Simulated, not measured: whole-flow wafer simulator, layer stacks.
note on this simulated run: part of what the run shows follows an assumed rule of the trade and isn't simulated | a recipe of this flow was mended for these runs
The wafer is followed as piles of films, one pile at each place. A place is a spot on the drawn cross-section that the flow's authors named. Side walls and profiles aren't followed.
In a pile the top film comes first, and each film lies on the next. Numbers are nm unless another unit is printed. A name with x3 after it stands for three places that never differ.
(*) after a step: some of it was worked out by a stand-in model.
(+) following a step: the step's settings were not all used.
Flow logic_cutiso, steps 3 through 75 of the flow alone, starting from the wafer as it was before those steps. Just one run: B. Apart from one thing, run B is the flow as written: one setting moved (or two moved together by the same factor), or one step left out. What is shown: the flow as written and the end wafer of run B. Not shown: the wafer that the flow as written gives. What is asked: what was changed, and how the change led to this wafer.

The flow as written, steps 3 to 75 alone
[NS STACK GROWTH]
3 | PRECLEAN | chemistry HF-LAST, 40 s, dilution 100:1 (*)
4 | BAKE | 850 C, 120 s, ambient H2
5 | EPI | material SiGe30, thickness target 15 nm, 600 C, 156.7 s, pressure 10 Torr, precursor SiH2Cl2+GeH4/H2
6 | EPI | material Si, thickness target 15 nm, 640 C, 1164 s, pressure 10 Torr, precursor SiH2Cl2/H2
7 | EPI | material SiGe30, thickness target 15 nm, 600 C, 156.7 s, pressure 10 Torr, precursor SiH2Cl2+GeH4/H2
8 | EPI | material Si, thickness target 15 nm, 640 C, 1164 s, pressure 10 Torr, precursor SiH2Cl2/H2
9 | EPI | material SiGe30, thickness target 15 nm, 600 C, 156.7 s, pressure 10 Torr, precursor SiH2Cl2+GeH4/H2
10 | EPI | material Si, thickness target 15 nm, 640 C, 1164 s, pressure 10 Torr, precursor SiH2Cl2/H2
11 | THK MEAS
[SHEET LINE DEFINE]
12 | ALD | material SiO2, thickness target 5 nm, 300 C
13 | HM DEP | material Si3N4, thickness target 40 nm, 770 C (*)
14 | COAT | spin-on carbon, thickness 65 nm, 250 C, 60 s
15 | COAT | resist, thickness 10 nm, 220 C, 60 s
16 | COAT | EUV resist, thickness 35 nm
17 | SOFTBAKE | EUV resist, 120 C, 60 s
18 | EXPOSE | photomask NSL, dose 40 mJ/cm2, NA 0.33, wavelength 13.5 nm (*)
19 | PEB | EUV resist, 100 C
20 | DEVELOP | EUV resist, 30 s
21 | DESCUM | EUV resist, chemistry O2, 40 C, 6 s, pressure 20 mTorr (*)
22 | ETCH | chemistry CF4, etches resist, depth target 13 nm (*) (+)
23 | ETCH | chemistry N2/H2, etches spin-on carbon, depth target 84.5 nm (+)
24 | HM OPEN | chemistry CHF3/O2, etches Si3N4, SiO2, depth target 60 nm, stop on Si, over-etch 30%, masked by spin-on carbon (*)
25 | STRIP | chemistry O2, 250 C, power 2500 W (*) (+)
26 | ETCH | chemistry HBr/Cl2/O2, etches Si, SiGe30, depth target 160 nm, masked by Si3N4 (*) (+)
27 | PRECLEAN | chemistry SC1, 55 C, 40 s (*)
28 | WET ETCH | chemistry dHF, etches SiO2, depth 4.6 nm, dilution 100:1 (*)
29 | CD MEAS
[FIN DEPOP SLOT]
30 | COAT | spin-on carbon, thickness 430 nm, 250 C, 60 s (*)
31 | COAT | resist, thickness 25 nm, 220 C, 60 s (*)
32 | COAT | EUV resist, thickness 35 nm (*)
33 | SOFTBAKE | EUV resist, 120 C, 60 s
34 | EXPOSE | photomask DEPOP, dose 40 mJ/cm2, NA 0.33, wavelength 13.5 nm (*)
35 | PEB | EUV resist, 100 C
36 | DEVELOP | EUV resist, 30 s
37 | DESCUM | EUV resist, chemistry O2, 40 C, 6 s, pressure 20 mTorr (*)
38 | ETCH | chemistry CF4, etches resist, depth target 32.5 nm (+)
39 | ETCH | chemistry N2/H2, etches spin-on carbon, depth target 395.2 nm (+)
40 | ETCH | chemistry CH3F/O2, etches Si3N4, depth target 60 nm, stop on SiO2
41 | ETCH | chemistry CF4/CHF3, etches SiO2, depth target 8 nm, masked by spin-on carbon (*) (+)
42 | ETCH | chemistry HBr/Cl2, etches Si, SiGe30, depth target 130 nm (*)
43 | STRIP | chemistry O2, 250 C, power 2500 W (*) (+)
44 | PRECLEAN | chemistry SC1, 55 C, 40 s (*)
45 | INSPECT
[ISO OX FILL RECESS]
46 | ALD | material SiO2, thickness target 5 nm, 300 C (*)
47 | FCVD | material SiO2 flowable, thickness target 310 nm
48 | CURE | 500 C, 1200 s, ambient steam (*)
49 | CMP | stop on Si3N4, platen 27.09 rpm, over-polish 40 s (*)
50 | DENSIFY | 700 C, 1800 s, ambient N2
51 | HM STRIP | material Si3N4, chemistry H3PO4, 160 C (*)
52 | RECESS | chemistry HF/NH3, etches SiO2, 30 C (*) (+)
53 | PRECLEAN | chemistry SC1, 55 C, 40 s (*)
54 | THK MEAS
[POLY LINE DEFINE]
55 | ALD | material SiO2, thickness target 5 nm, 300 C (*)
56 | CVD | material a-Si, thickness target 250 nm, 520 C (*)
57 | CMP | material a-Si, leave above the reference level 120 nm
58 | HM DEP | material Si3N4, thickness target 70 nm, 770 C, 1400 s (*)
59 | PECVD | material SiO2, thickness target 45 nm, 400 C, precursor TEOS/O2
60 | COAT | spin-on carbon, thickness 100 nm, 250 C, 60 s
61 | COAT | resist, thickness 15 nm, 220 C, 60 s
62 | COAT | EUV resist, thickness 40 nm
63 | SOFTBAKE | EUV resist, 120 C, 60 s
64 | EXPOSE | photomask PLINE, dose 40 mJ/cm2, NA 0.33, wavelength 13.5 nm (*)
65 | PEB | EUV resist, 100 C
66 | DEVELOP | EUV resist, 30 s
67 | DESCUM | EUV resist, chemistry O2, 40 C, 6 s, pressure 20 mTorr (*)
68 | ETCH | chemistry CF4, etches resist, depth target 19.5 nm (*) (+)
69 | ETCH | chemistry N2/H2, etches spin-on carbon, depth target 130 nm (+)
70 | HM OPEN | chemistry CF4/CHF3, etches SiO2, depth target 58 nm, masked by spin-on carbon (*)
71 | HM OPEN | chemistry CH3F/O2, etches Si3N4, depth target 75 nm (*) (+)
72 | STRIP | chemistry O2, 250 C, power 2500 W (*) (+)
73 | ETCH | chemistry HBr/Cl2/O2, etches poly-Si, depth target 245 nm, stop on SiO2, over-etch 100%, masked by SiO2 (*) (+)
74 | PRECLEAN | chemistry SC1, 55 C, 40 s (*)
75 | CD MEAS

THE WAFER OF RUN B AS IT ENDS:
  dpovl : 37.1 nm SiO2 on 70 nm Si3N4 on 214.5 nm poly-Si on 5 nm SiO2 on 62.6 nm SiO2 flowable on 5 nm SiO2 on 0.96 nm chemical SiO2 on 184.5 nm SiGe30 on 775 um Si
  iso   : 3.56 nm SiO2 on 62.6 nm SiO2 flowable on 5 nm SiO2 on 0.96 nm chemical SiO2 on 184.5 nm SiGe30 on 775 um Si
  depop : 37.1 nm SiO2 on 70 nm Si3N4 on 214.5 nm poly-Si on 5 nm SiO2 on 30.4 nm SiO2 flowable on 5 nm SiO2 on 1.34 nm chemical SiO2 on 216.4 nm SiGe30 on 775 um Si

What caused this: step 5, EPI: 780 C was run, whereas the flow has 600 C.

The path from the change to this, step by step:
  5 | EPI | material SiGe30, thickness target 15 nm, 600 C, 156.7 s, pressure 10 Torr, precursor SiH2Cl2+GeH4/H2
      depop, dpovl, gfld and 19 more: SiGe30 gains 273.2 (new film) (it would be, as written: SiGe30 gains 15 (new film))
  26 | ETCH | chemistry HBr/Cl2/O2, etches Si, SiGe30, depth target 160 nm, masked by Si3N4 (*) (+)
      dpovl, gfld, gxf, iso, isow, lnri, nsgap: chemical SiO2 loses 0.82 (all of it), Si loses 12 (all of it), SiGe30 loses 15 (all of it), Si loses 15 (all of it), SiGe30 loses 15 (all of it), Si loses 15 (all of it), SiGe30 loses 88 (it would be, as written: chemical SiO2 loses 0.82 (all of it), Si loses 12 (all of it), SiGe30 loses 15 (all of it), Si loses 15 (all of it), SiGe30 loses 15 (all of it), Si loses 15 (all of it), SiGe30 loses 15 (all of it), Si loses 73)
  42 | ETCH | chemistry HBr/Cl2, etches Si, SiGe30, depth target 130 nm (*)
      depop: Si loses 13.8 (all of it), SiGe30 loses 15 (all of it), Si loses 15 (all of it), SiGe30 loses 15 (all of it), Si loses 15 (all of it), SiGe30 loses 56.2 (it would be, as written: Si loses 13.8 (all of it), SiGe30 loses 15 (all of it), Si loses 15 (all of it), SiGe30 loses 15 (all of it), Si loses 15 (all of it), SiGe30 loses 15 (all of it), Si loses 41.2)
  43 | STRIP | chemistry O2, 250 C, power 2500 W (*) (+)
      depop: chemical SiO2 gains 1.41 (new film), SiGe30 loses 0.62 (it would be, as written: chemical SiO2 gains 1.04 (new film), Si loses 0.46)
